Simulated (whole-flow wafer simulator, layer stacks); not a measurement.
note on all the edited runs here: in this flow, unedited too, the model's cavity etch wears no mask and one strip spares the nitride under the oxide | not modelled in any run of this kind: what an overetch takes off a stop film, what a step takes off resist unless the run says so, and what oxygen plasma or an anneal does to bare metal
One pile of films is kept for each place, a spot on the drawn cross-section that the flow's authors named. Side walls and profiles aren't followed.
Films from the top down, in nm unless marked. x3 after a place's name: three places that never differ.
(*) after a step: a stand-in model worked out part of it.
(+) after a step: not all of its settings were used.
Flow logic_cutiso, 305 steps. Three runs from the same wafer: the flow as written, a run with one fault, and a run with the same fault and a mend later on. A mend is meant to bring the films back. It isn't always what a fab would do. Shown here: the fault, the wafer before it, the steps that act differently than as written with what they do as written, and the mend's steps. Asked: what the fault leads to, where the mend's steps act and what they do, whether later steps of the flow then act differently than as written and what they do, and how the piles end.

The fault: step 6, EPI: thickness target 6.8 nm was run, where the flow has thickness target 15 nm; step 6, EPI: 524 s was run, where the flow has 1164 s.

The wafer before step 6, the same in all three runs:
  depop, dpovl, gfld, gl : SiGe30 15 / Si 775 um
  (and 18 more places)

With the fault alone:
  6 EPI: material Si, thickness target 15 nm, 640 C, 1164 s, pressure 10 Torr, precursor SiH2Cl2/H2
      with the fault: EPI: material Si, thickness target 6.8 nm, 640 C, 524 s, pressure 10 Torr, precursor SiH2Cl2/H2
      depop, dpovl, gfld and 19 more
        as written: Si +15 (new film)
        with the fault: Si +6.75 (new film)
  Later steps of the flow that act differently than as written (2 more steps differ only slightly, by at most 2% or 0.5 nm, whichever is larger, and aren't shown):
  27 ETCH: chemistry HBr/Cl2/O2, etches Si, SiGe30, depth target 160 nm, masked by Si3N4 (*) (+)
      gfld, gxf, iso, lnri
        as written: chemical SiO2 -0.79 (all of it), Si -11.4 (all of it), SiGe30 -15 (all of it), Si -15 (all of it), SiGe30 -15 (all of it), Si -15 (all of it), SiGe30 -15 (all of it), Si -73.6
        with the fault: chemical SiO2 -0.79 (all of it), Si -11.4 (all of it), SiGe30 -15 (all of it), Si -15 (all of it), SiGe30 -15 (all of it), Si -6.75 (all of it), SiGe30 -15 (all of it), Si -81.9
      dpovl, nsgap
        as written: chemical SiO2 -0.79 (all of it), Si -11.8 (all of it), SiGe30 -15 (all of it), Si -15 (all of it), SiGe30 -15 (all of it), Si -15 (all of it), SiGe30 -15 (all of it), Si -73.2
        with the fault: chemical SiO2 -0.79 (all of it), Si -11.8 (all of it), SiGe30 -15 (all of it), Si -15 (all of it), SiGe30 -15 (all of it), Si -6.75 (all of it), SiGe30 -15 (all of it), Si -81.5
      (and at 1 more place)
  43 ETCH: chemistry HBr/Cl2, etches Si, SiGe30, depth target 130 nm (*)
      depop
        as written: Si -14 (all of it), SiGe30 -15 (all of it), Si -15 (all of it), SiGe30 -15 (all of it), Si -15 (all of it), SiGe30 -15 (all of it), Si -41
        with the fault: Si -14 (all of it), SiGe30 -15 (all of it), Si -15 (all of it), SiGe30 -15 (all of it), Si -6.75 (all of it), SiGe30 -15 (all of it), Si -49.2
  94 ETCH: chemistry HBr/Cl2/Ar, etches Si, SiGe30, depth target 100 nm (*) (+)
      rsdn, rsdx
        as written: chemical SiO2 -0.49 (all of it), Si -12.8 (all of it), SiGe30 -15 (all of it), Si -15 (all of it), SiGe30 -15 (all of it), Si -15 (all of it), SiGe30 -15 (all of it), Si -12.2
        with the fault: chemical SiO2 -0.49 (all of it), Si -12.8 (all of it), SiGe30 -15 (all of it), Si -15 (all of it), SiGe30 -15 (all of it), Si -6.75 (all of it), SiGe30 -15 (all of it), Si -20.4
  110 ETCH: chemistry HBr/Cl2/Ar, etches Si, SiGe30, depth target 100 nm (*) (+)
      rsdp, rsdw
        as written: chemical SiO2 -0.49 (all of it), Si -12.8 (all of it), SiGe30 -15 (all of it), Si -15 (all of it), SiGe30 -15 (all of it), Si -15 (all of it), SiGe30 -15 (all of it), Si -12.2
        with the fault: chemical SiO2 -0.49 (all of it), Si -12.8 (all of it), SiGe30 -15 (all of it), Si -15 (all of it), SiGe30 -15 (all of it), Si -6.75 (all of it), SiGe30 -15 (all of it), Si -20.4
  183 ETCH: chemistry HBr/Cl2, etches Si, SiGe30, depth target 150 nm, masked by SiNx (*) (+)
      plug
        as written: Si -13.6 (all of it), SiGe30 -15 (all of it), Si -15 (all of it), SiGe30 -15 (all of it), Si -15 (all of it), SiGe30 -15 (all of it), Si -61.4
        with the fault: Si -13.6 (all of it), SiGe30 -15 (all of it), Si -15 (all of it), SiGe30 -15 (all of it), Si -6.75 (all of it), SiGe30 -15 (all of it), Si -69.7
  At the end the piles differ from the flow's by more than 2% or 0.5 nm, whichever is larger, at gl, glp, gxn and 6 more.
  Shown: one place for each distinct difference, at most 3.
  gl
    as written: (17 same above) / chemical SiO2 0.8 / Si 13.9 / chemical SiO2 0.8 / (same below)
    with the fault: (17 same above) / chemical SiO2 0.8 / Si 5.67 / chemical SiO2 0.8 / (same below)
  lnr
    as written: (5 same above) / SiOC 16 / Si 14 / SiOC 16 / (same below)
    with the fault: (5 same above) / SiOC 16 / Si 5.72 / SiOC 16 / (same below)
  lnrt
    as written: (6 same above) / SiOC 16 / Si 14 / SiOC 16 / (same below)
    with the fault: (6 same above) / SiOC 16 / Si 5.72 / SiOC 16 / (same below)

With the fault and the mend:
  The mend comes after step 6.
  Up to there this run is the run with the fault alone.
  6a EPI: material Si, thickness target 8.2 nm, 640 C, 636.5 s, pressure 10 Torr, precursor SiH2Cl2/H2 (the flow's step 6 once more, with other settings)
      depop, dpovl, gfld and 19 more
        Si +8.2
  No later step of the flow acts differently than as written, at any place that is followed, by more than 2% or 0.5 nm, whichever is larger.
  At the end the piles differ from the flow's only slightly at the places that both follow, by at most 2% or 0.5 nm, whichever is larger.
